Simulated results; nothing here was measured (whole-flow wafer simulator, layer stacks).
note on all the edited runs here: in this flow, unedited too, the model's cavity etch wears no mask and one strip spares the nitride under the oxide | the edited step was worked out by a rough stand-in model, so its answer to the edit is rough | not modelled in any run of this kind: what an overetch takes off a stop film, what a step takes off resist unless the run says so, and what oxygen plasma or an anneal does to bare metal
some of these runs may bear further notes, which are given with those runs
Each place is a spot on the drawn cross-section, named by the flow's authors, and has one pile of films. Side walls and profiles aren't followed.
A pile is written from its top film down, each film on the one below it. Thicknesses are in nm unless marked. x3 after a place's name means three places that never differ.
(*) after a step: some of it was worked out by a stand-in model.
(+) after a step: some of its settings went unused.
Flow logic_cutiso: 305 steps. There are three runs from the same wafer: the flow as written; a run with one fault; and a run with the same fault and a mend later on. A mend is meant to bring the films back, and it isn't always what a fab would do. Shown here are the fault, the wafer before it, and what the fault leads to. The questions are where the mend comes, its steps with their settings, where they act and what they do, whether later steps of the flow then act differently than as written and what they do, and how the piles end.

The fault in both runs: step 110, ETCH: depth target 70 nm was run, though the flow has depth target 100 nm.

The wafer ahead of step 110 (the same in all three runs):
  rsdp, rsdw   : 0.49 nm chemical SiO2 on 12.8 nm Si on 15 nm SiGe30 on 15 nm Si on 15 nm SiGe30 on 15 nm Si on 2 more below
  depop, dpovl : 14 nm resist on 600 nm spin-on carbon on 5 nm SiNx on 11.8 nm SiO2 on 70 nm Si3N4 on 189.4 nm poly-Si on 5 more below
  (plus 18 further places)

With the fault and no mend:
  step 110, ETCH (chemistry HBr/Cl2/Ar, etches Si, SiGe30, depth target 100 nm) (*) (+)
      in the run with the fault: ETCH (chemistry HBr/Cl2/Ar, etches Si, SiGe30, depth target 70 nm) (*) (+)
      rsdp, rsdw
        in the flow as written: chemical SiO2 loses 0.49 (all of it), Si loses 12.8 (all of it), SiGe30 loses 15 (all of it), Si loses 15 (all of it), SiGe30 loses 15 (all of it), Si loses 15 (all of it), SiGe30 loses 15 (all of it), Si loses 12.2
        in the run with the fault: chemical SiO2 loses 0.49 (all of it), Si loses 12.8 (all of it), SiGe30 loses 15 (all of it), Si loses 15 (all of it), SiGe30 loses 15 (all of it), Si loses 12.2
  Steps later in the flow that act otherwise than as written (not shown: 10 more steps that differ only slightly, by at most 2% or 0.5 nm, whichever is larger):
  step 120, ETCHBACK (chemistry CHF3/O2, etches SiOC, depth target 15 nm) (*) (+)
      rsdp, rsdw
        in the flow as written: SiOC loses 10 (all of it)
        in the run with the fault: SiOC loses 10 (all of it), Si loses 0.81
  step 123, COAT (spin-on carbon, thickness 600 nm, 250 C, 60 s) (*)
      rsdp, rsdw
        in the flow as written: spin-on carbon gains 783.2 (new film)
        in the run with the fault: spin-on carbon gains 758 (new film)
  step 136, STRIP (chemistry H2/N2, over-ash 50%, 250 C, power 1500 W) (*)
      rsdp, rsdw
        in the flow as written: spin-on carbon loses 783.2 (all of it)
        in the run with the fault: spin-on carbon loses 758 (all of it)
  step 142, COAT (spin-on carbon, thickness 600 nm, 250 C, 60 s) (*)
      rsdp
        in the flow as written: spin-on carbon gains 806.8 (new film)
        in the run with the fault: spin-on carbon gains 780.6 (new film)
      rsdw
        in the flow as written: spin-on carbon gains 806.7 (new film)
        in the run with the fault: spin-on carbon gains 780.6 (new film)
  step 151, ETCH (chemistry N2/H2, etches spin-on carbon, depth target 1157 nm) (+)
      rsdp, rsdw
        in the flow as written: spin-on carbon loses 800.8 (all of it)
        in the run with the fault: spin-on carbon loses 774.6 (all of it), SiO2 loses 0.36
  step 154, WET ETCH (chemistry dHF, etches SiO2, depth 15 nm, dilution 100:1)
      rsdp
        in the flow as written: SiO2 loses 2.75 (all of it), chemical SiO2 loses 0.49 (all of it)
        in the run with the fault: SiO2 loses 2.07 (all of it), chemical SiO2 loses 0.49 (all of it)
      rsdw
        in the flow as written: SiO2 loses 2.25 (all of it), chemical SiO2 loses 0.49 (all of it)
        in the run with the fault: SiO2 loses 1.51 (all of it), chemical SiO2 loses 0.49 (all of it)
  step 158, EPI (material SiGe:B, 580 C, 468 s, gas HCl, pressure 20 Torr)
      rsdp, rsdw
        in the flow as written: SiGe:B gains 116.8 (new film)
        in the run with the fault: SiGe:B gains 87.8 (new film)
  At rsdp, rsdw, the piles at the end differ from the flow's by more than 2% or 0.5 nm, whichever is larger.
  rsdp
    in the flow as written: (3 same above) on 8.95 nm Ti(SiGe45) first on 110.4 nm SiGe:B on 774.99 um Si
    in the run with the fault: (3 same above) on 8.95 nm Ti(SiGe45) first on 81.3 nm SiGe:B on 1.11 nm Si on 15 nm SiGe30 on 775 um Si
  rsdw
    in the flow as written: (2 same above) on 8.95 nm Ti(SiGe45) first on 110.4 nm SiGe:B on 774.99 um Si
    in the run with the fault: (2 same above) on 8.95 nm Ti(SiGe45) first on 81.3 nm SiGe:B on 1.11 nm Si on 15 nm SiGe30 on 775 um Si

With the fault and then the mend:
  The mend follows step 110.
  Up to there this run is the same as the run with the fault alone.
  step 110a, ETCH (chemistry HBr/Cl2/Ar, etches Si, SiGe30, depth target 30 nm) (*) (+) (a further turn of the flow's step 110, with different settings)
      rsdp, rsdw
        Si loses 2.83 (all of it), SiGe30 loses 15 (all of it), Si loses 12.2
  Later steps of the flow that are run all act as written at every place that is followed.
  The piles end the same as the flow's at every place that both follow.
